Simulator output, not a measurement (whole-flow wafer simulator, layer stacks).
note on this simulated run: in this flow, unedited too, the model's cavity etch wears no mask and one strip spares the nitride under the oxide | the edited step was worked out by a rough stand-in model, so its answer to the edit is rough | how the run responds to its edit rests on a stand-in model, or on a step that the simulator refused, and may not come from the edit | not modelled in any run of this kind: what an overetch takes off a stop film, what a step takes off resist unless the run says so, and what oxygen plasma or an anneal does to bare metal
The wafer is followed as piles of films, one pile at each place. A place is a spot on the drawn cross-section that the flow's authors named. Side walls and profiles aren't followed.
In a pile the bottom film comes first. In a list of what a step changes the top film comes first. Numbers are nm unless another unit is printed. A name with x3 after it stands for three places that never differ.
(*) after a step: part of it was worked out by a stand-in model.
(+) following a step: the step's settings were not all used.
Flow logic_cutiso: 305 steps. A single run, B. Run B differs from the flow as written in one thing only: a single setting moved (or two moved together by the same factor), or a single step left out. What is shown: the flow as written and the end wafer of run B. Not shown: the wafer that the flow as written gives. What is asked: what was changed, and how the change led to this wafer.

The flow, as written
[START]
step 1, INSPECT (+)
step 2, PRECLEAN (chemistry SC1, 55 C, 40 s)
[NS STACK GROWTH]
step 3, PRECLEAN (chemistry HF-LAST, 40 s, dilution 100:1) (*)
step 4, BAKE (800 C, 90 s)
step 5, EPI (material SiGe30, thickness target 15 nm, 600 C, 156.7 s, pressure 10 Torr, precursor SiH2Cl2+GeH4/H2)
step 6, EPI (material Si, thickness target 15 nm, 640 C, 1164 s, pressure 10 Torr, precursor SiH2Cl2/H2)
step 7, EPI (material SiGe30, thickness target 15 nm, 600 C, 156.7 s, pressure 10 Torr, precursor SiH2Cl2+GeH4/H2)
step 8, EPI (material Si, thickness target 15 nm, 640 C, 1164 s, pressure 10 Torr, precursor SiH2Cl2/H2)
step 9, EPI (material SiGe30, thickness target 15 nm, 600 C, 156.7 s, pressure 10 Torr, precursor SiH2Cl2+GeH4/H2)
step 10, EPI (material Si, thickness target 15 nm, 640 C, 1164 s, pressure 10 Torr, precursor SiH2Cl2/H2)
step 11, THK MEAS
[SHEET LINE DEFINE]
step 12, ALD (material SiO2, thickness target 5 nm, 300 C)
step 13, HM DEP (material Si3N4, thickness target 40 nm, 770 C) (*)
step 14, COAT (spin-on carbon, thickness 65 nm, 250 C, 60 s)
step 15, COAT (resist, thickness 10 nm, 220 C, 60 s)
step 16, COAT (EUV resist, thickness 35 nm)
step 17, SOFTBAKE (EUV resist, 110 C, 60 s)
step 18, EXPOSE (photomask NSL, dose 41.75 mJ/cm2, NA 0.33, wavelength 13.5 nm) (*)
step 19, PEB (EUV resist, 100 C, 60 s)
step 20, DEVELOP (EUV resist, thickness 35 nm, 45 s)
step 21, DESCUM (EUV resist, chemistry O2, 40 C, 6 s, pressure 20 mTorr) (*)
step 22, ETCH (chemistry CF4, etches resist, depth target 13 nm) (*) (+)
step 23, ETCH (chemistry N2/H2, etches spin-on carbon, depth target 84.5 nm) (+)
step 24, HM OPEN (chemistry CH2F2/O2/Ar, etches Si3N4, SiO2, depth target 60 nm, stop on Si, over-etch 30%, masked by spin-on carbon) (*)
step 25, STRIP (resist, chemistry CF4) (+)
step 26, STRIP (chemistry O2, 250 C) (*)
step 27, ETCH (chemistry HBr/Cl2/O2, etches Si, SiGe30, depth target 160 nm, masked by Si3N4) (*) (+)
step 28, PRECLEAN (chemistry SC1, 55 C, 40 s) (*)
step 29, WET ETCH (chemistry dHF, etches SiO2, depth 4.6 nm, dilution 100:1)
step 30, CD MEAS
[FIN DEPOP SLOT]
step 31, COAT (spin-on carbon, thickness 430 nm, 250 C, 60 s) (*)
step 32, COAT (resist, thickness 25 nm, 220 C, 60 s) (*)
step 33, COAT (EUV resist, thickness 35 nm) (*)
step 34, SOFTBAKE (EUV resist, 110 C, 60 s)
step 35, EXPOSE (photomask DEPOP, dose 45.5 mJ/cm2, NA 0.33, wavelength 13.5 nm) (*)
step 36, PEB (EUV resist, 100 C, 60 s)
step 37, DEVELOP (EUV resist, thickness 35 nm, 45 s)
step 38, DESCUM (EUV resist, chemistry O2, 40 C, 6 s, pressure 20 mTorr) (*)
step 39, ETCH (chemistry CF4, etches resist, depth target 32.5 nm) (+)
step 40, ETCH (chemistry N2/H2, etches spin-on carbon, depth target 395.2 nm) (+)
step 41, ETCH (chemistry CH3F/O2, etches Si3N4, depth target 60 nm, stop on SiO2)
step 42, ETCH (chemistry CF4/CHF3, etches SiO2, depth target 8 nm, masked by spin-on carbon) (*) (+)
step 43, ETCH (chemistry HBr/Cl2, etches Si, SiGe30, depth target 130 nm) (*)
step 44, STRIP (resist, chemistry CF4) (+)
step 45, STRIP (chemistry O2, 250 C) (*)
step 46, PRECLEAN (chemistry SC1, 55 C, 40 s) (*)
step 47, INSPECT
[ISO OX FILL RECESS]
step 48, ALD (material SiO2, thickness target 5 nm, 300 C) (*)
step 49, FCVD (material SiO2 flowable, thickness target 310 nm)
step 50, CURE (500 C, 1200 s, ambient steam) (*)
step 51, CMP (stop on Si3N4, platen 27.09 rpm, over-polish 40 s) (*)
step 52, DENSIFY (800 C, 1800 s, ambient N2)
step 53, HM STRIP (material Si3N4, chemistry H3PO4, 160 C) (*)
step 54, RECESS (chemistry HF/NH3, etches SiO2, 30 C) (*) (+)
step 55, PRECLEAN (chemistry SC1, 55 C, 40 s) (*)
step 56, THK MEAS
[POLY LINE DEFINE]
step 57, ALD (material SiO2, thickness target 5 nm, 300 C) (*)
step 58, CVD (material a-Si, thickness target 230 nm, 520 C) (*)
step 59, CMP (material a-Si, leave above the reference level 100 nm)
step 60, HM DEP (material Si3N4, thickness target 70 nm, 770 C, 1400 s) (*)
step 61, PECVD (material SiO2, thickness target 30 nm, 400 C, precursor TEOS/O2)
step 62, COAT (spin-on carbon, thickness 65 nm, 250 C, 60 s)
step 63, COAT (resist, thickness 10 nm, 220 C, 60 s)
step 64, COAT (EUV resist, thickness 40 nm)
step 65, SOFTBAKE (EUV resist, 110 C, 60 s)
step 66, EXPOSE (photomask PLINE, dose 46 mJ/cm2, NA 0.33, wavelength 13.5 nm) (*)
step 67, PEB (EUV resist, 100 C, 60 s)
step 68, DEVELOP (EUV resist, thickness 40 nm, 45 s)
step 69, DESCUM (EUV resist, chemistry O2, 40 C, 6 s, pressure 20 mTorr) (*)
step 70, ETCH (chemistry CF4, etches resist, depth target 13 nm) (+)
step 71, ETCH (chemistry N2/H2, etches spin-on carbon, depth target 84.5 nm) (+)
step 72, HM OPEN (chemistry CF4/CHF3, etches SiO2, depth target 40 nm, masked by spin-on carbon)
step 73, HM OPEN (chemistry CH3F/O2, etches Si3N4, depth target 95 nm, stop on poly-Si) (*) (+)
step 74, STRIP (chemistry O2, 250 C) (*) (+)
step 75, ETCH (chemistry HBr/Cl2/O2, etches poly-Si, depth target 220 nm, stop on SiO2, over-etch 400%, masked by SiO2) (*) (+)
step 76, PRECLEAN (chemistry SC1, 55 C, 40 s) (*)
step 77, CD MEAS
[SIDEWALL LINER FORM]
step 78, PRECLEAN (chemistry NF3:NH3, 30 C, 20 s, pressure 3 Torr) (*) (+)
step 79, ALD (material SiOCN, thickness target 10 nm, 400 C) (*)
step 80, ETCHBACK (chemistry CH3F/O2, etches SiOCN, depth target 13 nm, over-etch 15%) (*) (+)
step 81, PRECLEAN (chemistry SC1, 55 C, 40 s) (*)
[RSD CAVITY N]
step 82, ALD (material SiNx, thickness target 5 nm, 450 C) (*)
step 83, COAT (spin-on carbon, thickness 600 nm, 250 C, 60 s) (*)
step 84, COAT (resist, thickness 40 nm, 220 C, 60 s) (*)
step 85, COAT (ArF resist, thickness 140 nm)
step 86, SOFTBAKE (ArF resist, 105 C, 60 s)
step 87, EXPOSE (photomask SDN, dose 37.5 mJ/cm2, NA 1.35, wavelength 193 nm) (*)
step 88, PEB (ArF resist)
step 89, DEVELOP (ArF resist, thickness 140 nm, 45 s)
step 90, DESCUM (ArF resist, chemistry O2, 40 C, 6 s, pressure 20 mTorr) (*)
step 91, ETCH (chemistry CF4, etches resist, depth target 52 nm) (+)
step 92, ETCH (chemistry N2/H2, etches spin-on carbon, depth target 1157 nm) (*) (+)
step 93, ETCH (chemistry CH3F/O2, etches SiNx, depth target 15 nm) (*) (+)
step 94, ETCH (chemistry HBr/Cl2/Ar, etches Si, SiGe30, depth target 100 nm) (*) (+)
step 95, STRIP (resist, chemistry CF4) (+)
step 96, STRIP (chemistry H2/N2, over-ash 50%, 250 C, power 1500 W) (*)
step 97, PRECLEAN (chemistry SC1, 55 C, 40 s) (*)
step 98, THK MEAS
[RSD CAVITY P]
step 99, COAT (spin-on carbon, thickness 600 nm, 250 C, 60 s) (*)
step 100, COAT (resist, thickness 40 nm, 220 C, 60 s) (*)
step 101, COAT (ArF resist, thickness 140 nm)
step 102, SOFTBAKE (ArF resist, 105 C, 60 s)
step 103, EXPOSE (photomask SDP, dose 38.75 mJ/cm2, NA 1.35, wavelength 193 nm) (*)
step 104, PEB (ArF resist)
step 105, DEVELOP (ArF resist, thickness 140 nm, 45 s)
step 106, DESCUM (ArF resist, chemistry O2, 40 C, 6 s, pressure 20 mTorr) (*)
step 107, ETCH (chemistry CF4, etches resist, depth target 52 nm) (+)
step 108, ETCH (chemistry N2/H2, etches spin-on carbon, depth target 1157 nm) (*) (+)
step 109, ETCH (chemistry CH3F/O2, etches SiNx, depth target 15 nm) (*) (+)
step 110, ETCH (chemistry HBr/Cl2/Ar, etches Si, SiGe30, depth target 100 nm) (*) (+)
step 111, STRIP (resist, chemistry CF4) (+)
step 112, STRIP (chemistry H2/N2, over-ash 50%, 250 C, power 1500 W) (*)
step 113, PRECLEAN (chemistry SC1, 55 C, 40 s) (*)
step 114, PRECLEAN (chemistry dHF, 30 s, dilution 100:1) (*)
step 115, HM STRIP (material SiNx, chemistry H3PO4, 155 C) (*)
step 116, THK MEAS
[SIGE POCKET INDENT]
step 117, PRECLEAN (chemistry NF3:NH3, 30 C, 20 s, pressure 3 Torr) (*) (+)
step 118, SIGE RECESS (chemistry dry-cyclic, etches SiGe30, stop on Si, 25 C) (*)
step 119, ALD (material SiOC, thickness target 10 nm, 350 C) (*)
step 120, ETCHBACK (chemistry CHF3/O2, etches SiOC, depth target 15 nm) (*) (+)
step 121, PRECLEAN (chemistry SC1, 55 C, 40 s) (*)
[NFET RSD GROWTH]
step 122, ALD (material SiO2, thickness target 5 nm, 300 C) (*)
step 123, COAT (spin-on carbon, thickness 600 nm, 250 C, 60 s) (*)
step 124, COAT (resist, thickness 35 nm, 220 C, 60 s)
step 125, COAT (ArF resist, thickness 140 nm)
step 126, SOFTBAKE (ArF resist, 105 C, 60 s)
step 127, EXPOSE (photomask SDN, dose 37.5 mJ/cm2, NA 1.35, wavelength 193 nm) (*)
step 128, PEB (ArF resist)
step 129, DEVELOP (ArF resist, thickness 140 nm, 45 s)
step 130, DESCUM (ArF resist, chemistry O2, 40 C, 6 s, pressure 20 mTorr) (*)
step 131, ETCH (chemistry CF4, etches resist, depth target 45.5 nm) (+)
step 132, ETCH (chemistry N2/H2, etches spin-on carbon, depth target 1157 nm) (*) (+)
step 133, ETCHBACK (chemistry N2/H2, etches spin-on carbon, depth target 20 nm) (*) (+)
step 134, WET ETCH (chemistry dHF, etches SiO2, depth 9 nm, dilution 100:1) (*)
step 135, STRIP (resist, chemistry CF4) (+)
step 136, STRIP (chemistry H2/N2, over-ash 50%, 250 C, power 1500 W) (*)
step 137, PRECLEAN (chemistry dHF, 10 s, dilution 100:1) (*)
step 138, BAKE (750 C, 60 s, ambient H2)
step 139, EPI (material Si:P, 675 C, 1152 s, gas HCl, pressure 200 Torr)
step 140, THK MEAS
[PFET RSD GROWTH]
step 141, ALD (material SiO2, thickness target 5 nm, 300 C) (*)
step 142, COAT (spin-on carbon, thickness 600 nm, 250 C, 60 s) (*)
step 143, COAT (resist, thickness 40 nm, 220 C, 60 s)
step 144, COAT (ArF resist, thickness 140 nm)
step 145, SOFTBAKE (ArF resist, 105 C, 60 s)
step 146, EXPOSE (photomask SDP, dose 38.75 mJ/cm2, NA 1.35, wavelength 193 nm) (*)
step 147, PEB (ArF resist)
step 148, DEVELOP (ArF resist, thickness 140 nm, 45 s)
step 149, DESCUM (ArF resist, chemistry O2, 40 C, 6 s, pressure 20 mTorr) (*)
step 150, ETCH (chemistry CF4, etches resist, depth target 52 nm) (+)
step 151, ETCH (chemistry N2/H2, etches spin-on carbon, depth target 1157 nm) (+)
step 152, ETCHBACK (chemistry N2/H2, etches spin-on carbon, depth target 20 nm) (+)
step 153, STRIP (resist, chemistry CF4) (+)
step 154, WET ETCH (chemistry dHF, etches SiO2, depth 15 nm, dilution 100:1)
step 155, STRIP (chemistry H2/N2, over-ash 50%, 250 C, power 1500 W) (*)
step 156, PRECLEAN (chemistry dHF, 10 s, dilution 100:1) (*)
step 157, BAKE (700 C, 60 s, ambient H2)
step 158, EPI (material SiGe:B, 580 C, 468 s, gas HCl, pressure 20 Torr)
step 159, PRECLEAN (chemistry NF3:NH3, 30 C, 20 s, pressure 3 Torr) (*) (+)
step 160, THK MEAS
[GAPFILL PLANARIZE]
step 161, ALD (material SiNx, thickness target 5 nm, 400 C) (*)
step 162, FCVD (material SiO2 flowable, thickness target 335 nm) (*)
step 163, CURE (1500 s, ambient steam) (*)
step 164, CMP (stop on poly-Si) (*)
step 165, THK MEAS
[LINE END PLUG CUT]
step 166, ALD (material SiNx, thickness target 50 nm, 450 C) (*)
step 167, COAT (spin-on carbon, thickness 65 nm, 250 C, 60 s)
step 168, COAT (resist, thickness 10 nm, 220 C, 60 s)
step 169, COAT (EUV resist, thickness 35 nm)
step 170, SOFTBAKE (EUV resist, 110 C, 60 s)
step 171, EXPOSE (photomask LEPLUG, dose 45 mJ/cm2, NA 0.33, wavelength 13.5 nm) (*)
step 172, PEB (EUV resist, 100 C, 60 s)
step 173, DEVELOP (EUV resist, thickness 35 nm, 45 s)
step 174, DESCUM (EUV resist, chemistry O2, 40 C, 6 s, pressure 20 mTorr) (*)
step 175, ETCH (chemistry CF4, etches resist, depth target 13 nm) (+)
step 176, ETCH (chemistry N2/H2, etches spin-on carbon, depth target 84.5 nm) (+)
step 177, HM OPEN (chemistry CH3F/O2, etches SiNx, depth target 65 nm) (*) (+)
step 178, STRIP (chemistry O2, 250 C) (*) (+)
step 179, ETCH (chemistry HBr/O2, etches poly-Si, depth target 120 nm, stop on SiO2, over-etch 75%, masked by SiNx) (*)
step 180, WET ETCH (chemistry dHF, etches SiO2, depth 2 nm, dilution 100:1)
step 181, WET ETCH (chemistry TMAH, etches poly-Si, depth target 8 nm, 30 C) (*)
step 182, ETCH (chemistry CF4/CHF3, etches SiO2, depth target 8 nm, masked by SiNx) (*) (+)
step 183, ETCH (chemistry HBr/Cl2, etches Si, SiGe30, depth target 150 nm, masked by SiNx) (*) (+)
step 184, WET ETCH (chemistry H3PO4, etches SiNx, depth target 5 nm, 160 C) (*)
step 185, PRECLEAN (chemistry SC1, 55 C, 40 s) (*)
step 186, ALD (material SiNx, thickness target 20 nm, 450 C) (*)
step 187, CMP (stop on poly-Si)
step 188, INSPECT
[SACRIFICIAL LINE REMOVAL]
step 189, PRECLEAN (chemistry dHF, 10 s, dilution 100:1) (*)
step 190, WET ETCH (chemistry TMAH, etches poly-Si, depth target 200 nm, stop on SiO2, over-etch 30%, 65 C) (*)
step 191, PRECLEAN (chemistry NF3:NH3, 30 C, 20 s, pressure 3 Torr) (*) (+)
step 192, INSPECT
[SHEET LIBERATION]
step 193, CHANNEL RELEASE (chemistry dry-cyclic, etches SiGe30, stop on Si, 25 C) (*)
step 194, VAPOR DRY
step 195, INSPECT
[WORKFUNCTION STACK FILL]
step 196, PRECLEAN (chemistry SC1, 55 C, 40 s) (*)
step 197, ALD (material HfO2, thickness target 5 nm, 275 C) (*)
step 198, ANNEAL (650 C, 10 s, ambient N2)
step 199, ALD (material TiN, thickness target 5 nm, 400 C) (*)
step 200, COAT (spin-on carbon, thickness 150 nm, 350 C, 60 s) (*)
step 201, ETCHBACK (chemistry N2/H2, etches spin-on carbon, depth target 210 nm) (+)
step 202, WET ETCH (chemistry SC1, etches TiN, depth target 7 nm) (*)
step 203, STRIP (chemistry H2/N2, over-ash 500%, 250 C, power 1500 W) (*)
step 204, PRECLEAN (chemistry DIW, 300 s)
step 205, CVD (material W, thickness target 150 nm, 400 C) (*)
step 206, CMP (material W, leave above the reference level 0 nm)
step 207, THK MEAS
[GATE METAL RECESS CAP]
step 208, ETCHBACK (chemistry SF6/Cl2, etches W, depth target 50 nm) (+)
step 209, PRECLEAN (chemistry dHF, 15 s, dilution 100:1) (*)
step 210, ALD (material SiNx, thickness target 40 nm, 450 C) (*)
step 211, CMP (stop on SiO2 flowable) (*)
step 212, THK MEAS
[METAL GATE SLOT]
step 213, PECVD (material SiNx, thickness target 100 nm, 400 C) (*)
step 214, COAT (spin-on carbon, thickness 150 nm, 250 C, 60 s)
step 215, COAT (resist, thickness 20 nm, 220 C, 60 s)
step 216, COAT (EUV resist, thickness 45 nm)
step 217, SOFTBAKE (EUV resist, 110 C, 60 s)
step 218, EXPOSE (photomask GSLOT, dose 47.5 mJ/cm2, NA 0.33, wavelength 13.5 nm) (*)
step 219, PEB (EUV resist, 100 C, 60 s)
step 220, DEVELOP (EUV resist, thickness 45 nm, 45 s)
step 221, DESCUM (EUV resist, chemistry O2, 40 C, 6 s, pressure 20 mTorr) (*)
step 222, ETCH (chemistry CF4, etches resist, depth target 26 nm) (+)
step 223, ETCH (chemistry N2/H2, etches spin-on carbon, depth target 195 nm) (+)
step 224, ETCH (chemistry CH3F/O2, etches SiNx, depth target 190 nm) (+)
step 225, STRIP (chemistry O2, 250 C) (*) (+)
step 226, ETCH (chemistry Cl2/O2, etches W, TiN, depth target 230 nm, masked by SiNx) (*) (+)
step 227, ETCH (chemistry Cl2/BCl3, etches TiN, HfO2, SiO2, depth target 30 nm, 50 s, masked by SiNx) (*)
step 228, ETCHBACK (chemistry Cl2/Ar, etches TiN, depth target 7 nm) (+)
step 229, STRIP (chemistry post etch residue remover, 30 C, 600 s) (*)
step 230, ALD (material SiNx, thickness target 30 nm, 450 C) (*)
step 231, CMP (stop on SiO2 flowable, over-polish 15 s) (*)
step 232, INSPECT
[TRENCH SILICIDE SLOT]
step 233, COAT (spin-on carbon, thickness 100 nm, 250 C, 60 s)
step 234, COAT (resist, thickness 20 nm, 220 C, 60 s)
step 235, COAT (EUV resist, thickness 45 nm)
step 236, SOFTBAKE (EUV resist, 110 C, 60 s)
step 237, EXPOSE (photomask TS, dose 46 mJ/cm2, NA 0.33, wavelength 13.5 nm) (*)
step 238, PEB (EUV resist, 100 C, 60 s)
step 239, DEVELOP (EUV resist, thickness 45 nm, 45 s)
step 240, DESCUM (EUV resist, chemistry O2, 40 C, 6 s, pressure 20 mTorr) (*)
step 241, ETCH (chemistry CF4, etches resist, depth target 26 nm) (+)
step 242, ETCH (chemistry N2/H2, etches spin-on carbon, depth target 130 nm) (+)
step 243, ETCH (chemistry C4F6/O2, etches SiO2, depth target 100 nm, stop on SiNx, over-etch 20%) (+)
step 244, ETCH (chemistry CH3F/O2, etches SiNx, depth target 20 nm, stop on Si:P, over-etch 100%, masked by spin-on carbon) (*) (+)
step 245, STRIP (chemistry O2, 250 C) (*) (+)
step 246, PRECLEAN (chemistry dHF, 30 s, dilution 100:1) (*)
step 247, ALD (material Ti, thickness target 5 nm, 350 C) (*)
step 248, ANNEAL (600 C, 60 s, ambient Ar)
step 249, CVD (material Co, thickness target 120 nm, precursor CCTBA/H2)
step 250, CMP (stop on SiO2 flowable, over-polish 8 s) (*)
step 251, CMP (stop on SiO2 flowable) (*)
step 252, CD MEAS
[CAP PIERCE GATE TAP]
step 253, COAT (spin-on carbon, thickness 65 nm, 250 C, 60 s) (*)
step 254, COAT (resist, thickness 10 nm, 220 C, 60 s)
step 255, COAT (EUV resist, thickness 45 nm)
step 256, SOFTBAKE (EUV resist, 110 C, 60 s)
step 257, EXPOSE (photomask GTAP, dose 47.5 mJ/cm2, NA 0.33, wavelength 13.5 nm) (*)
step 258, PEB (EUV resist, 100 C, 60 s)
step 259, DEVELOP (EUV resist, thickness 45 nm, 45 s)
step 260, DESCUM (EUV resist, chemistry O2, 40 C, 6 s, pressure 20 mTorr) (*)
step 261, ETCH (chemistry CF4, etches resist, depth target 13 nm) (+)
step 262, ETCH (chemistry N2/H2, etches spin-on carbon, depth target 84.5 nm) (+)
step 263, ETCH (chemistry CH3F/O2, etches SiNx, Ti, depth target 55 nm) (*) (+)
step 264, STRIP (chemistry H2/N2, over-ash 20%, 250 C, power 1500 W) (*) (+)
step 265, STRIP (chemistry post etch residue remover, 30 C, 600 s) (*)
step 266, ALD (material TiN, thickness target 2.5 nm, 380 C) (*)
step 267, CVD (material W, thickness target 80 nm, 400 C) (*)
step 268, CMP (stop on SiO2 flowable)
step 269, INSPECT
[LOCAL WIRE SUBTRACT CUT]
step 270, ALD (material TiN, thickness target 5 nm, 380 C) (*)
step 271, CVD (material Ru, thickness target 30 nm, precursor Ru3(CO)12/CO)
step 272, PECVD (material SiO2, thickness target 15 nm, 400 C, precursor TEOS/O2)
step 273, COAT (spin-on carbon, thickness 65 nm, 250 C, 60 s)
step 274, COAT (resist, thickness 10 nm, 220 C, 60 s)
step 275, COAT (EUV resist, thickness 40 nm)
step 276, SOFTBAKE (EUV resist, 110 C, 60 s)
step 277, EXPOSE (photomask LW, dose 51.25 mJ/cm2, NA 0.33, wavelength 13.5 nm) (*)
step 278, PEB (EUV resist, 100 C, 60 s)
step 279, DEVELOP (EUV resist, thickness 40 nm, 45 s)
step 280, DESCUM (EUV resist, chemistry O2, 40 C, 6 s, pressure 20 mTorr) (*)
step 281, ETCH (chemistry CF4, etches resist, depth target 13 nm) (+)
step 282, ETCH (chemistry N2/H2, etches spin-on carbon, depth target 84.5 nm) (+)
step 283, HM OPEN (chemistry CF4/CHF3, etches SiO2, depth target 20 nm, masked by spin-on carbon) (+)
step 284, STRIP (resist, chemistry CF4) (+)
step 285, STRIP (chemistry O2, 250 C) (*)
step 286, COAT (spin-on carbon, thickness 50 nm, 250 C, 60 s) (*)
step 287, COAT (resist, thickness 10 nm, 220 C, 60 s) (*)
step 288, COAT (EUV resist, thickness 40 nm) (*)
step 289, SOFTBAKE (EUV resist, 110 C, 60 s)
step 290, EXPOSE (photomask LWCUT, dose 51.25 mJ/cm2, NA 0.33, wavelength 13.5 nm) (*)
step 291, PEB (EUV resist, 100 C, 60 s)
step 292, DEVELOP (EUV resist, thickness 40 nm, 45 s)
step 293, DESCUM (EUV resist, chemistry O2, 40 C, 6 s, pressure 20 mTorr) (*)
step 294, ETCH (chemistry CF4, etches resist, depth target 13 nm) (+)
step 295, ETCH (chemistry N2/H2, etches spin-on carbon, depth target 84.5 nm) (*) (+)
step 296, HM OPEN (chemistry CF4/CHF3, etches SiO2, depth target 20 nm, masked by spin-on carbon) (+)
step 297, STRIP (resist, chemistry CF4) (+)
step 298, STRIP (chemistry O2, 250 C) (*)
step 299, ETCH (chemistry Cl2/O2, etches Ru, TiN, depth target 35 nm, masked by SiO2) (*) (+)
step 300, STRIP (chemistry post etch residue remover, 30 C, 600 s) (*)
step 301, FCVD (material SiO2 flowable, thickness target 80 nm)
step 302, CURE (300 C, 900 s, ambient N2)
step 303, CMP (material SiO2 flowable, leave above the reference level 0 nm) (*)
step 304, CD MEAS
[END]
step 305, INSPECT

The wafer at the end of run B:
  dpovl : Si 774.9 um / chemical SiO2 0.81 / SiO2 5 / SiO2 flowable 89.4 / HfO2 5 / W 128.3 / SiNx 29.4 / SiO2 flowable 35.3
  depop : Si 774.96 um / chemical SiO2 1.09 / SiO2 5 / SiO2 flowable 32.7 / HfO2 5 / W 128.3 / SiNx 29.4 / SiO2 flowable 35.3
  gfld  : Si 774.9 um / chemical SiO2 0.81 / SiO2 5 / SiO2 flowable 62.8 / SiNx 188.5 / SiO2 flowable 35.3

What caused this: step 27, ETCH: depth target 184 nm was run, whereas the flow has depth target 160 nm.

The path from the change to this, step by step:
  step 27, ETCH (chemistry HBr/Cl2/O2, etches Si, SiGe30, depth target 160 nm, masked by Si3N4) (*) (+)
      depop, gl, glp and 12 more: -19 Si3N4 (in the flow as written it would be: -16.8 Si3N4)
      gfld, gxf, iso, lnri: -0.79 chemical SiO2 (all of it), -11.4 Si (all of it), -15 SiGe30 (all of it), -15 Si (all of it), -15 SiGe30 (all of it), -15 Si (all of it), -15 SiGe30 (all of it), -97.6 Si (in the flow as written it would be: -0.79 chemical SiO2 (all of it), -11.4 Si (all of it), -15 SiGe30 (all of it), -15 Si (all of it), -15 SiGe30 (all of it), -15 Si (all of it), -15 SiGe30 (all of it), -73.6 Si)
      (also at 3 further places)
  step 31, COAT (spin-on carbon, thickness 430 nm, 250 C, 60 s) (*)
      gfld, lnri: +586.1 spin-on carbon (new film) (in the flow as written it would be: +570.2 spin-on carbon (new film))
      depop: +298.6 spin-on carbon (new film) (in the flow as written it would be: +312 spin-on carbon (new film))
      (also at 3 further places)
  step 40, ETCH (chemistry N2/H2, etches spin-on carbon, depth target 395.2 nm) (+)
      depop: -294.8 spin-on carbon (all of it), -1.09 Si3N4 (in the flow as written it would be: -308.2 spin-on carbon (all of it), -0.95 Si3N4)
  step 41, ETCH (chemistry CH3F/O2, etches Si3N4, depth target 60 nm, stop on SiO2)
      depop: -19.9 Si3N4 (all of it), -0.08 SiO2 (in the flow as written it would be: -22.2 Si3N4 (all of it), -0.08 SiO2)
      dpovl: -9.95 spin-on carbon (in the flow as written it would be: -11.1 spin-on carbon)
  step 42, ETCH (chemistry CF4/CHF3, etches SiO2, depth target 8 nm, masked by spin-on carbon) (*) (+)
      gxf: -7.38 resist (in the flow as written it would be: -7.42 resist (all of it))
      gxn: -7.38 resist (in the flow as written it would be: -7.31 resist (all of it))
      (also at 4 further places)
  step 43, ETCH (chemistry HBr/Cl2, etches Si, SiGe30, depth target 130 nm) (*)
      gxf: -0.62 resist (all of it), -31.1 spin-on carbon (in the flow as written it would be: -32 spin-on carbon)
      gxn: -0.49 resist (all of it), -31.3 spin-on carbon (in the flow as written it would be: -32 spin-on carbon)
      (also at 4 further places)
  step 45, STRIP (chemistry O2, 250 C) (*)
      gfld, lnri: +0.82 chemical SiO2 (new film), -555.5 spin-on carbon (all of it), -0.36 Si (in the flow as written it would be: +0.82 chemical SiO2 (new film), -538.7 spin-on carbon (all of it), -0.36 Si)
      dpovl: +0.82 chemical SiO2 (new film), -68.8 spin-on carbon (all of it), -0.36 Si (in the flow as written it would be: +0.82 chemical SiO2 (new film), -59.3 spin-on carbon (all of it), -0.36 Si)
      (also at 3 further places)
  step 49, FCVD (material SiO2 flowable, thickness target 310 nm)
      gl, glp, gxn and 10 more: +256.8 SiO2 flowable (new film) (in the flow as written it would be: +262.2 SiO2 flowable (new film))
      gfld, gxf, iso, lnri: +470.2 SiO2 flowable (new film) (in the flow as written it would be: +453.9 SiO2 flowable (new film))
      (also at 5 further places)
  step 51, CMP (stop on Si3N4, platen 27.09 rpm, over-polish 40 s) (*)
      lnrt, rsdn, tap: -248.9 SiO2 flowable (all of it), -5 SiO2 (all of it), -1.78 Si3N4 (in the flow as written it would be: -254.2 SiO2 flowable (all of it), -5 SiO2 (all of it), -1.78 Si3N4)
      glp, lnrp: -248.6 SiO2 flowable (all of it), -5 SiO2 (all of it), -1.78 Si3N4 (in the flow as written it would be: -253.9 SiO2 flowable (all of it), -5 SiO2 (all of it), -1.78 Si3N4)
      (also at 17 further places)
  step 52, DENSIFY (800 C, 1800 s, ambient N2)
      gfld, gxf, iso, lnri: -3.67 SiO2 flowable (in the flow as written it would be: -3.15 SiO2 flowable)
  step 53, HM STRIP (material Si3N4, chemistry H3PO4, 160 C) (*)
      gl, glp, gxn and 11 more: -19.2 Si3N4 (all of it), -0.33 SiO2 (in the flow as written it would be: -21.4 Si3N4 (all of it), -0.36 SiO2)
  step 54, RECESS (chemistry HF/NH3, etches SiO2, 30 C) (*) (+)
      gfld, gxf, iso, lnri: -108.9 SiO2 flowable (in the flow as written it would be: -111.4 SiO2 flowable)
      dpovl: -109.2 SiO2 flowable (in the flow as written it would be: -111.5 SiO2 flowable)
      (also at 1 further place)
